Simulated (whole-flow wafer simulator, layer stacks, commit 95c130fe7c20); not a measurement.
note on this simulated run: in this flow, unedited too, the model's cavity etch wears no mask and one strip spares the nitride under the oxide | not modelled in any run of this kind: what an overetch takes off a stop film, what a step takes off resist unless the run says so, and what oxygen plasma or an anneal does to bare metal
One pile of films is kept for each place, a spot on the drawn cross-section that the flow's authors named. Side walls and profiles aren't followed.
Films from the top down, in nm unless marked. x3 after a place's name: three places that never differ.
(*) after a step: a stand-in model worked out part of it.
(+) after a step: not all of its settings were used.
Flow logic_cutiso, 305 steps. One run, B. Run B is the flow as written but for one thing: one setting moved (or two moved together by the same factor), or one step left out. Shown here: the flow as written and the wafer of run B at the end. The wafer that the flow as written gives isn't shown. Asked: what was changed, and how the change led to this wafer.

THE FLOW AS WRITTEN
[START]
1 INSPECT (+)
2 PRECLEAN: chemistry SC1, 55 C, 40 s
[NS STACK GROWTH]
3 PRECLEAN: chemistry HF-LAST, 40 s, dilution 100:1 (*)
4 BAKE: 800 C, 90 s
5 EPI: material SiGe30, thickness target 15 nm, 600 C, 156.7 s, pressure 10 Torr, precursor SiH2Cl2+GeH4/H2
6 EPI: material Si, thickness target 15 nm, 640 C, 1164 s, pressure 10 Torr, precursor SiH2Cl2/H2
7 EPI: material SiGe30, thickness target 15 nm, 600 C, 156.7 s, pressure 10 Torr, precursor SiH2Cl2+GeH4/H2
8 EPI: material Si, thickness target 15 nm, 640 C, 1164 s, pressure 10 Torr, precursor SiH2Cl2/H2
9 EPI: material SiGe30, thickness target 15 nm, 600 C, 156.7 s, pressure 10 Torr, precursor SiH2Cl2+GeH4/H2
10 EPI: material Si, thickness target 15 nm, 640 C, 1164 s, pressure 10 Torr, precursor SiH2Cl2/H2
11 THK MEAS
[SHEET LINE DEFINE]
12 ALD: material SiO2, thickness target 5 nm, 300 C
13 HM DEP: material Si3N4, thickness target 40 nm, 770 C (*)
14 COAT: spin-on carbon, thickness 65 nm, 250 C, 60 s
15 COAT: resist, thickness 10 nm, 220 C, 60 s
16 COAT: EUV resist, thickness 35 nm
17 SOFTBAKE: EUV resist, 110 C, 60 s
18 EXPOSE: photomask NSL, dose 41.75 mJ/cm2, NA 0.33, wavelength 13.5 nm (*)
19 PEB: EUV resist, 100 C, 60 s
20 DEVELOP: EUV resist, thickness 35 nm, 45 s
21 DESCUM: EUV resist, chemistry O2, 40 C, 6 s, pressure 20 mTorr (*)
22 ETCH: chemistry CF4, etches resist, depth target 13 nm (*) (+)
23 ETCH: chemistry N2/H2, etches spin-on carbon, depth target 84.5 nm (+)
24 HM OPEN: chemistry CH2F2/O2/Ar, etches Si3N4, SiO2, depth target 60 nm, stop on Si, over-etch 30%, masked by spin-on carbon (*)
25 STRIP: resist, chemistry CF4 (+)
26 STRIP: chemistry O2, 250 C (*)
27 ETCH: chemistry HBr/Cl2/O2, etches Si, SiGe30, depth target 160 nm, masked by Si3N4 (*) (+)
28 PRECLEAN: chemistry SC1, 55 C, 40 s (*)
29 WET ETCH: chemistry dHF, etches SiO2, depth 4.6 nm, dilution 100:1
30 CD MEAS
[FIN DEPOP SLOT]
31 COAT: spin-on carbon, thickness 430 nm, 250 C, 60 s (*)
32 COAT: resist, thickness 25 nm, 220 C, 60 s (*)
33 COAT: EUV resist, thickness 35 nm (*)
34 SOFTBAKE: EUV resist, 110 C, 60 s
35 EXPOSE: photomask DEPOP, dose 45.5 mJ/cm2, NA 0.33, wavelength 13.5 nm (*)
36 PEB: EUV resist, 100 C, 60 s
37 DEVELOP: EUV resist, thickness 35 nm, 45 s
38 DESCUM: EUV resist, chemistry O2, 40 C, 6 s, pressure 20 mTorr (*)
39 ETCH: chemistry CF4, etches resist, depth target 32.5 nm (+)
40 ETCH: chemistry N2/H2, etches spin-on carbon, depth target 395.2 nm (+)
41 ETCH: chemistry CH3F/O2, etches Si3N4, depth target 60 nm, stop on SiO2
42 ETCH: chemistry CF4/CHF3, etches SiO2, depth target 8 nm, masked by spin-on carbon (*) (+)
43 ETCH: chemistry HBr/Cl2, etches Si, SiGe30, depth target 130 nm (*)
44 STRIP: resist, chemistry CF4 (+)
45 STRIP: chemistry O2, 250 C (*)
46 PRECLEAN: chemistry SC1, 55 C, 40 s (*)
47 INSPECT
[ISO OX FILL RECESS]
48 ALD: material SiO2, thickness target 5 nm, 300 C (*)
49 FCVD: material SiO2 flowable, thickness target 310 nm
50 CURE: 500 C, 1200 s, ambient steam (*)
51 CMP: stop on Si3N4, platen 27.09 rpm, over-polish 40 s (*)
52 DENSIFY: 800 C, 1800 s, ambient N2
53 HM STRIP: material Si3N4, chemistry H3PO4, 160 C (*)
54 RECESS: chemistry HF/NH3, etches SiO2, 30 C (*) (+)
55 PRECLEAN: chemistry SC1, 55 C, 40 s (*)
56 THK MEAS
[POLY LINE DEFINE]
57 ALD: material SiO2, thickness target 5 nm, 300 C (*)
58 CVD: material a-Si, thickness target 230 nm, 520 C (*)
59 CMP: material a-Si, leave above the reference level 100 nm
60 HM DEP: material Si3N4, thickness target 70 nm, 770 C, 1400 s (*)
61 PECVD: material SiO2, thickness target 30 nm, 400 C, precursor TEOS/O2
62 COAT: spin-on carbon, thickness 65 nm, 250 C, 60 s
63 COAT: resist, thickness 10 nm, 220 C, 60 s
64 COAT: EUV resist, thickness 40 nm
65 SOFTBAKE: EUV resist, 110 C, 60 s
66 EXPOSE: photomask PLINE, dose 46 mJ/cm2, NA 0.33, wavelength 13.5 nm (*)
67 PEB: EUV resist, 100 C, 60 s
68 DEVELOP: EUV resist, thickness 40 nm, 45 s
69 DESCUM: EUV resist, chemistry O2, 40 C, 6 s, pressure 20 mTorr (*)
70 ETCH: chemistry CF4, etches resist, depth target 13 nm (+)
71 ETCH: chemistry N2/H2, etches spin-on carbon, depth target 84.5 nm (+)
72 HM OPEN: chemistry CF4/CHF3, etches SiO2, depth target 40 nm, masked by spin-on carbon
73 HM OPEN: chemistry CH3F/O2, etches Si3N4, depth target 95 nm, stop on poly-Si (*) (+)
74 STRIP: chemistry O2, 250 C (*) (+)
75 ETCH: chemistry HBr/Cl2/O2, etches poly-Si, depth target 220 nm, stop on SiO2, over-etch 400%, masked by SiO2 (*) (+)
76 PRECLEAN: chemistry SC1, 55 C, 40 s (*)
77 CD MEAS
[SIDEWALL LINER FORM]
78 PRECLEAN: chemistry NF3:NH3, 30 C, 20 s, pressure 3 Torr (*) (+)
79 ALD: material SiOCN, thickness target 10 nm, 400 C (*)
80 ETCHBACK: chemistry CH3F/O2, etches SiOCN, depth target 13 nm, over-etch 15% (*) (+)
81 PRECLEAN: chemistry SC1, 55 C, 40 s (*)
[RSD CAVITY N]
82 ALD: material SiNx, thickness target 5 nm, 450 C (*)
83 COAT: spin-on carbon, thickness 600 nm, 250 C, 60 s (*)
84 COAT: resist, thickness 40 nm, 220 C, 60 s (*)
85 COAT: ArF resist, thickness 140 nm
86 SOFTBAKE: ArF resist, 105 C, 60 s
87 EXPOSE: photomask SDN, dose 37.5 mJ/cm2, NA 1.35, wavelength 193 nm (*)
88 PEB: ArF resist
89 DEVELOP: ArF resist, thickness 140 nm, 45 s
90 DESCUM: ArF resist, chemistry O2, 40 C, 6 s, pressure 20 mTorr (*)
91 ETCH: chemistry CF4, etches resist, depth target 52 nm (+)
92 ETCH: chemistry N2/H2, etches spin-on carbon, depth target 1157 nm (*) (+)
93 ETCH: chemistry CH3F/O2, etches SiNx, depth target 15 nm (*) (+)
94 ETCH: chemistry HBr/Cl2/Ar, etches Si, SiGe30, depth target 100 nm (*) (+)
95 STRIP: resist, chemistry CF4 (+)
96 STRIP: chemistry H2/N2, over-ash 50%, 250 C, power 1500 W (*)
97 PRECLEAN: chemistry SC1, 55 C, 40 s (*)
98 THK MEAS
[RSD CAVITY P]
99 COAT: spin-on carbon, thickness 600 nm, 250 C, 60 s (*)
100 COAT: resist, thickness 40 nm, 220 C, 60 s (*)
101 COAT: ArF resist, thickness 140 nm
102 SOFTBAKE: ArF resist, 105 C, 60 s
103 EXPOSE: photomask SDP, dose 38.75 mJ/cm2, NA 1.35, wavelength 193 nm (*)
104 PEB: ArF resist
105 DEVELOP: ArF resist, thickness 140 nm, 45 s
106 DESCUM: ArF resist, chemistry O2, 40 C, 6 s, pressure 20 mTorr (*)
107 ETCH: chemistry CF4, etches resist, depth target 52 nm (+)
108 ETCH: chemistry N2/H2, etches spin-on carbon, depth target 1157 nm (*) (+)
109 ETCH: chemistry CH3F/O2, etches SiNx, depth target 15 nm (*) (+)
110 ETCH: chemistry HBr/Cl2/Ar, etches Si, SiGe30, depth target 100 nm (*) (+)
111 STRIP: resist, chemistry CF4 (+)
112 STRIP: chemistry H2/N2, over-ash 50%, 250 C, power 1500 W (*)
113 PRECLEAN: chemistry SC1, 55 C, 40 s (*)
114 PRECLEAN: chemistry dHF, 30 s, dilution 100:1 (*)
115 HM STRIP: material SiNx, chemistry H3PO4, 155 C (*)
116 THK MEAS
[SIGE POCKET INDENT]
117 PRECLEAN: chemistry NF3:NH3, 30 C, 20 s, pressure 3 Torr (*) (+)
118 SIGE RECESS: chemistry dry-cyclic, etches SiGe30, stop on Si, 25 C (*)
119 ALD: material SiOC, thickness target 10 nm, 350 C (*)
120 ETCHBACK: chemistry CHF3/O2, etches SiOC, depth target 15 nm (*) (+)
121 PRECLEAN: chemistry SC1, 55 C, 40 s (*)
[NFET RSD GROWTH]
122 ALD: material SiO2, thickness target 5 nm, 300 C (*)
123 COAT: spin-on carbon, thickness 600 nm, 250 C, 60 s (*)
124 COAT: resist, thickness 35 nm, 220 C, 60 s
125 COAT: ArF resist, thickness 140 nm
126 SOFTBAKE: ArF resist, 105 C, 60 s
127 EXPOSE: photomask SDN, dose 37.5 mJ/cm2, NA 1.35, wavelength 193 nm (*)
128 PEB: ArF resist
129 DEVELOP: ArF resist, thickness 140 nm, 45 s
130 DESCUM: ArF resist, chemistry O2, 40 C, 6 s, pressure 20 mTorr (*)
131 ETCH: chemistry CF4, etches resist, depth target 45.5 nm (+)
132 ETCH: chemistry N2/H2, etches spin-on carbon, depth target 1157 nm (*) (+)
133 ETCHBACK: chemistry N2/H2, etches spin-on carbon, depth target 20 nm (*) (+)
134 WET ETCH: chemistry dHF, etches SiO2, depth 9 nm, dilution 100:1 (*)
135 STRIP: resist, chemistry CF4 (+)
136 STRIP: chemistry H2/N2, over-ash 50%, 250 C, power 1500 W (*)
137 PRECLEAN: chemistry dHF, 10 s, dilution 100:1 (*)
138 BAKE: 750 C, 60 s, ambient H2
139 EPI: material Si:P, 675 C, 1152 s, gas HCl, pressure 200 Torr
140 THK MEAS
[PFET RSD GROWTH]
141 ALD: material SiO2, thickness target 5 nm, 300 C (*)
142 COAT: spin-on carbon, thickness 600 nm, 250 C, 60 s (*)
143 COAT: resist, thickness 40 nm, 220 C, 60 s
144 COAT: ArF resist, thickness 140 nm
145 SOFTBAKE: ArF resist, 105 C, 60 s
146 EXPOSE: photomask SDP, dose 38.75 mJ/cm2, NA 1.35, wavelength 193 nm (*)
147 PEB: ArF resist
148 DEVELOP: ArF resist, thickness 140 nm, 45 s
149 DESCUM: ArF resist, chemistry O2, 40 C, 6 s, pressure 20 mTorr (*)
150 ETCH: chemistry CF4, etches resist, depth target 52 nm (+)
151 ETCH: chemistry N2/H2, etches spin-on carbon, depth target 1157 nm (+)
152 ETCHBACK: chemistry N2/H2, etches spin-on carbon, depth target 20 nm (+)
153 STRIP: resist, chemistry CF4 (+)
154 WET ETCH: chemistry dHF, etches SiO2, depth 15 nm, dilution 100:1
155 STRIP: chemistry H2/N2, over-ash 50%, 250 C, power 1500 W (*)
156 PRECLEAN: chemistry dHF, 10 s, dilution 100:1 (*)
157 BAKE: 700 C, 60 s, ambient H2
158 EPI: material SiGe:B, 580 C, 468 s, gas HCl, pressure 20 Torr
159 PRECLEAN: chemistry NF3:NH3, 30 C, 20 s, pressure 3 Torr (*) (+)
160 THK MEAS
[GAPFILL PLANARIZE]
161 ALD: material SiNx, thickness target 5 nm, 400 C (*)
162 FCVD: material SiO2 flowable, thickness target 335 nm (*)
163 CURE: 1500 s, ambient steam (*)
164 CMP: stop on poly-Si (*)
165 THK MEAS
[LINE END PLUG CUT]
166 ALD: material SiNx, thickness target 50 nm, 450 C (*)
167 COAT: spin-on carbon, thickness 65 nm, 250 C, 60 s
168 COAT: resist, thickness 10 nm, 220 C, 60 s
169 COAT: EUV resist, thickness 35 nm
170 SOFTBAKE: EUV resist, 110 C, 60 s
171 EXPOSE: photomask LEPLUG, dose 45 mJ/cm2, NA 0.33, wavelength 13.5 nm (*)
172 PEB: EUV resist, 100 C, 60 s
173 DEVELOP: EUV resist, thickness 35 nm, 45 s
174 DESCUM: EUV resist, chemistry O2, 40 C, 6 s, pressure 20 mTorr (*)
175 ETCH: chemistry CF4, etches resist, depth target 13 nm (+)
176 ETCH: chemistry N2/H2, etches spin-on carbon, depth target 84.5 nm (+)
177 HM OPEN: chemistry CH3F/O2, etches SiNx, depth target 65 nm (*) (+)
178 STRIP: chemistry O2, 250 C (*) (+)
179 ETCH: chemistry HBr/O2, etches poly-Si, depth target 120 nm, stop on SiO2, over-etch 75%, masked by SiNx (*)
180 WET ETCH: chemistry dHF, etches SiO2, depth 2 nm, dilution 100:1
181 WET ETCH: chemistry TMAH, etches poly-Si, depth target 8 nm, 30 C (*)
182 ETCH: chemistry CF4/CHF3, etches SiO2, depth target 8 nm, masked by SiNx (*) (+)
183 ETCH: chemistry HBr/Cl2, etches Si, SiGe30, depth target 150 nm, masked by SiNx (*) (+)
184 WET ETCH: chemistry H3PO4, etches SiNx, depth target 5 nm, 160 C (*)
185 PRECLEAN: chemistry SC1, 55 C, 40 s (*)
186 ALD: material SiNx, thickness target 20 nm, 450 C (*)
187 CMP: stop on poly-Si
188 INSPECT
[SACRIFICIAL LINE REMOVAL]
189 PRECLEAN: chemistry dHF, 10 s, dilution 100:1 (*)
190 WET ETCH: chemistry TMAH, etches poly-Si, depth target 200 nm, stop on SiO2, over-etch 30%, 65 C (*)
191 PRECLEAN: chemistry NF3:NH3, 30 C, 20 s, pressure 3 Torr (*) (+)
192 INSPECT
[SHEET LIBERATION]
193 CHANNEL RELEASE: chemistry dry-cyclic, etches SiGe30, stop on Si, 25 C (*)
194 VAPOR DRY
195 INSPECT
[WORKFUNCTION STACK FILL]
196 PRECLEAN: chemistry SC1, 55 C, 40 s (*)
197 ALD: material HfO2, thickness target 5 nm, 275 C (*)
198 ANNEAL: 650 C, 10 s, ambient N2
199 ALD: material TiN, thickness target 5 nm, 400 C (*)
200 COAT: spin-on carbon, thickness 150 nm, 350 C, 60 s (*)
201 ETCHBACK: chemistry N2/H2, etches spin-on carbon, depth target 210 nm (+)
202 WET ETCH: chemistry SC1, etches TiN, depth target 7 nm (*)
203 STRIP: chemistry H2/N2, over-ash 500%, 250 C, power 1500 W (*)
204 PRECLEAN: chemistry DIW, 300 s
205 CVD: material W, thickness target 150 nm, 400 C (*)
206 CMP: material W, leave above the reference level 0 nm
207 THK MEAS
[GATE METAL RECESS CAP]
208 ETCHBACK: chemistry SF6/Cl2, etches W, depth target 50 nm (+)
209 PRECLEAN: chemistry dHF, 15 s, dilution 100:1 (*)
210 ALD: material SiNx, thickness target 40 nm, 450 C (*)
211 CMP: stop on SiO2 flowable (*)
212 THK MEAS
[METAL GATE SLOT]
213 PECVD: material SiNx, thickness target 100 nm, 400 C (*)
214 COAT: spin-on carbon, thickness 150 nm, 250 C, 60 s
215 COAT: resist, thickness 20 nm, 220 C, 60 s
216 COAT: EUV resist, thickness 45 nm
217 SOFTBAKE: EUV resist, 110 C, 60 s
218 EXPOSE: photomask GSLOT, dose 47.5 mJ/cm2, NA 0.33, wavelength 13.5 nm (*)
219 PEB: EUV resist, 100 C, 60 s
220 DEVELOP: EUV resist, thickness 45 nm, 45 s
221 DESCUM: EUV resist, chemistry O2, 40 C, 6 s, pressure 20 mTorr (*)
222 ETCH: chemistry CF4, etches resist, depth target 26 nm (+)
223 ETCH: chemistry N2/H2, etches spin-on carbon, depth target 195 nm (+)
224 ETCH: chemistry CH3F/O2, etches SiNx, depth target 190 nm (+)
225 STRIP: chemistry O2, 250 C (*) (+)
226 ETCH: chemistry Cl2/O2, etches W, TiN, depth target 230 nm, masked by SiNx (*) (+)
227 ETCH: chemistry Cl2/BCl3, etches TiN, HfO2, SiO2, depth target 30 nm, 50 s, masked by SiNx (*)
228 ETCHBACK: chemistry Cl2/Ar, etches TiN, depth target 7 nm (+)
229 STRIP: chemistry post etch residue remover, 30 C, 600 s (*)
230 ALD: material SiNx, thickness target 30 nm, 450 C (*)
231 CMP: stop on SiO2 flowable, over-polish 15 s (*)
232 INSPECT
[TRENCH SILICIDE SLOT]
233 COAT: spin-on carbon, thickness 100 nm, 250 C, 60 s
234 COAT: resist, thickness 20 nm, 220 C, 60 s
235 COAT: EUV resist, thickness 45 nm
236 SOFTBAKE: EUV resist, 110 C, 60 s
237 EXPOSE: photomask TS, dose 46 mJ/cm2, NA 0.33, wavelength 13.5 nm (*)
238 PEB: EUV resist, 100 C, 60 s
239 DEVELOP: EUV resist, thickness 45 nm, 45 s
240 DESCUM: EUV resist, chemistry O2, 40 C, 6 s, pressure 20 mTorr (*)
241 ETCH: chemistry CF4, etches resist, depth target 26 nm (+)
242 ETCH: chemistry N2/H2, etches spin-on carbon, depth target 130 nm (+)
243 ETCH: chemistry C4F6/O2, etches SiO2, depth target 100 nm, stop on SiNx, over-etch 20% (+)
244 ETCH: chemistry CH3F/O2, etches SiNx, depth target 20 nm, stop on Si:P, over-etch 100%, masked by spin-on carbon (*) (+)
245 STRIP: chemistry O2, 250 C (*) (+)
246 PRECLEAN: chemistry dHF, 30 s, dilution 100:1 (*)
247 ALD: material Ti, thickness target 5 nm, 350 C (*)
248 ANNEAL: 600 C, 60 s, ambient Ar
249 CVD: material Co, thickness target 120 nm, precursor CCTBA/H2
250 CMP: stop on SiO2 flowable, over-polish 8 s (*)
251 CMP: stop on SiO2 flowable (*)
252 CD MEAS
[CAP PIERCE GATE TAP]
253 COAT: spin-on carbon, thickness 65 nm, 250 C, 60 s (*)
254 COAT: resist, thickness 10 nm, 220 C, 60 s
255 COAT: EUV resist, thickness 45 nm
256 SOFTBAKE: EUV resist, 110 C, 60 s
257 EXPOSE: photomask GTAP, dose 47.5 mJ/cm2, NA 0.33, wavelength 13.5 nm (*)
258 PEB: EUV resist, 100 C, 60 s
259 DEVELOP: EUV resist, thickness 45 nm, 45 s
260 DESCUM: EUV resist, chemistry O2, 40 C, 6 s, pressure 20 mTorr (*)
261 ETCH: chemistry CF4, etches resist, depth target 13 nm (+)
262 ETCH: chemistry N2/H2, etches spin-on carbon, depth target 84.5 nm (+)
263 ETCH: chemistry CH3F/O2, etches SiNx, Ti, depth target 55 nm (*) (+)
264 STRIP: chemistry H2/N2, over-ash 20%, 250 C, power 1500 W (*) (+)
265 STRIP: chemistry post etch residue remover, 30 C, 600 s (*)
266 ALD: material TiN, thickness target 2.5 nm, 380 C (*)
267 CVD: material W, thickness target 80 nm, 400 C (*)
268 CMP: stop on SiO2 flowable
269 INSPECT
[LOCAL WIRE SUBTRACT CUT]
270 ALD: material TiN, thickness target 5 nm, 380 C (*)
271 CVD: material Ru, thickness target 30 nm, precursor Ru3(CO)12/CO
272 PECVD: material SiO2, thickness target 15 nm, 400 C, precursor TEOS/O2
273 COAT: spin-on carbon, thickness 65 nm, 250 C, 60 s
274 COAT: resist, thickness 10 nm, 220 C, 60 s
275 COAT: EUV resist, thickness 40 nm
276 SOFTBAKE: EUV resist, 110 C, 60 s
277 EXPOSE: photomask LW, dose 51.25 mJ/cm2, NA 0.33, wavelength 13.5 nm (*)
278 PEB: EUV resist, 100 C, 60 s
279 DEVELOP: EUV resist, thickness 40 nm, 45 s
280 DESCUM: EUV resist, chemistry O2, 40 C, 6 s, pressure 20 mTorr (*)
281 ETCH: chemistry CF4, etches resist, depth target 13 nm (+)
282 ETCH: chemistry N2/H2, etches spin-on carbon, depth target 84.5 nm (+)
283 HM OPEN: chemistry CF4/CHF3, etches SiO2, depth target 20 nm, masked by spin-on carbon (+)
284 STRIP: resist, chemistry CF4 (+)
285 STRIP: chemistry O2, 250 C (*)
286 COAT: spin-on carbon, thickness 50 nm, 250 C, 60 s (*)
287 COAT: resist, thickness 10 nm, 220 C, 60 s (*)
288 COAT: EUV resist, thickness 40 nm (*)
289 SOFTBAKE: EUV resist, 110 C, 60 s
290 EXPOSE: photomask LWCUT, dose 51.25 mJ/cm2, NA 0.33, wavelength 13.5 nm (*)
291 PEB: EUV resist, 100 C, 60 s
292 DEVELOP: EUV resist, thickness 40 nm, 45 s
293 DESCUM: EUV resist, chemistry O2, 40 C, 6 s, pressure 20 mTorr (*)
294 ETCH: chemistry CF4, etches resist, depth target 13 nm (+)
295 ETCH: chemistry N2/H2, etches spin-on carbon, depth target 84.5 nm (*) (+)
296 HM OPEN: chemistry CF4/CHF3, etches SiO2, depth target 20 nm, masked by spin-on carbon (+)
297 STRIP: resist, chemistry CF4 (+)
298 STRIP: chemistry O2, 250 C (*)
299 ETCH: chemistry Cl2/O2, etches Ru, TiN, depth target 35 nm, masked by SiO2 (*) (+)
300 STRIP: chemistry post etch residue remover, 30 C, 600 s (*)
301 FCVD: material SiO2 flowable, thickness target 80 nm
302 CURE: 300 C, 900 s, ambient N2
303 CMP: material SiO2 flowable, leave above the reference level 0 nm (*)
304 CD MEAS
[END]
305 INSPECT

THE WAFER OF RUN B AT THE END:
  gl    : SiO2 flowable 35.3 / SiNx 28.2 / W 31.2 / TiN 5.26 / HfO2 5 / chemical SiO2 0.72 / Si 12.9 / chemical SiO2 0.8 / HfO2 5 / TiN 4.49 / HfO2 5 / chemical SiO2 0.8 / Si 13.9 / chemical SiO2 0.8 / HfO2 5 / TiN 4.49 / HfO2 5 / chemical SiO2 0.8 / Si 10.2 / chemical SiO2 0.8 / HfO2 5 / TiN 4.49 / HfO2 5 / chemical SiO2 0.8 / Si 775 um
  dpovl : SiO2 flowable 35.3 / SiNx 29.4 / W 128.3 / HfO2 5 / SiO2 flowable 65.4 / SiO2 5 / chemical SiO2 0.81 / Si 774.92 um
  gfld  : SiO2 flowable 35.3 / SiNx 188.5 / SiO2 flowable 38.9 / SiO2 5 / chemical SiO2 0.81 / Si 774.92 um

The cause: step 6, EPI: thickness target 11.2 nm was run, where the flow has thickness target 15 nm; step 6, EPI: 873.3 s was run, where the flow has 1164 s.

How the change led to this, step by step:
  6 EPI: material Si, thickness target 15 nm, 640 C, 1164 s, pressure 10 Torr, precursor SiH2Cl2/H2
      depop, dpovl, gfld and 19 more: Si +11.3 (new film) (as written it would be: Si +15 (new film))
  27 ETCH: chemistry HBr/Cl2/O2, etches Si, SiGe30, depth target 160 nm, masked by Si3N4 (*) (+)
      gfld, gxf, iso, lnri: chemical SiO2 -0.79 (all of it), Si -11.4 (all of it), SiGe30 -15 (all of it), Si -15 (all of it), SiGe30 -15 (all of it), Si -11.3 (all of it), SiGe30 -15 (all of it), Si -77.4 (as written it would be: chemical SiO2 -0.79 (all of it), Si -11.4 (all of it), SiGe30 -15 (all of it), Si -15 (all of it), SiGe30 -15 (all of it), Si -15 (all of it), SiGe30 -15 (all of it), Si -73.6)
      dpovl, nsgap: chemical SiO2 -0.79 (all of it), Si -11.8 (all of it), SiGe30 -15 (all of it), Si -15 (all of it), SiGe30 -15 (all of it), Si -11.3 (all of it), SiGe30 -15 (all of it), Si -77 (as written it would be: chemical SiO2 -0.79 (all of it), Si -11.8 (all of it), SiGe30 -15 (all of it), Si -15 (all of it), SiGe30 -15 (all of it), Si -15 (all of it), SiGe30 -15 (all of it), Si -73.2)
      (and at 1 more place)
  43 ETCH: chemistry HBr/Cl2, etches Si, SiGe30, depth target 130 nm (*)
      depop: Si -14 (all of it), SiGe30 -15 (all of it), Si -15 (all of it), SiGe30 -15 (all of it), Si -11.3 (all of it), SiGe30 -15 (all of it), Si -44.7 (as written it would be: Si -14 (all of it), SiGe30 -15 (all of it), Si -15 (all of it), SiGe30 -15 (all of it), Si -15 (all of it), SiGe30 -15 (all of it), Si -41)
  94 ETCH: chemistry HBr/Cl2/Ar, etches Si, SiGe30, depth target 100 nm (*) (+)
      rsdn, rsdx: chemical SiO2 -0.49 (all of it), Si -12.8 (all of it), SiGe30 -15 (all of it), Si -15 (all of it), SiGe30 -15 (all of it), Si -11.3 (all of it), SiGe30 -15 (all of it), Si -15.9 (as written it would be: chemical SiO2 -0.49 (all of it), Si -12.8 (all of it), SiGe30 -15 (all of it), Si -15 (all of it), SiGe30 -15 (all of it), Si -15 (all of it), SiGe30 -15 (all of it), Si -12.2)
  110 ETCH: chemistry HBr/Cl2/Ar, etches Si, SiGe30, depth target 100 nm (*) (+)
      rsdp, rsdw: chemical SiO2 -0.49 (all of it), Si -12.8 (all of it), SiGe30 -15 (all of it), Si -15 (all of it), SiGe30 -15 (all of it), Si -11.3 (all of it), SiGe30 -15 (all of it), Si -15.9 (as written it would be: chemical SiO2 -0.49 (all of it), Si -12.8 (all of it), SiGe30 -15 (all of it), Si -15 (all of it), SiGe30 -15 (all of it), Si -15 (all of it), SiGe30 -15 (all of it), Si -12.2)
  183 ETCH: chemistry HBr/Cl2, etches Si, SiGe30, depth target 150 nm, masked by SiNx (*) (+)
      plug: Si -13.6 (all of it), SiGe30 -15 (all of it), Si -15 (all of it), SiGe30 -15 (all of it), Si -11.3 (all of it), SiGe30 -15 (all of it), Si -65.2 (as written it would be: Si -13.6 (all of it), SiGe30 -15 (all of it), Si -15 (all of it), SiGe30 -15 (all of it), Si -15 (all of it), SiGe30 -15 (all of it), Si -61.4)
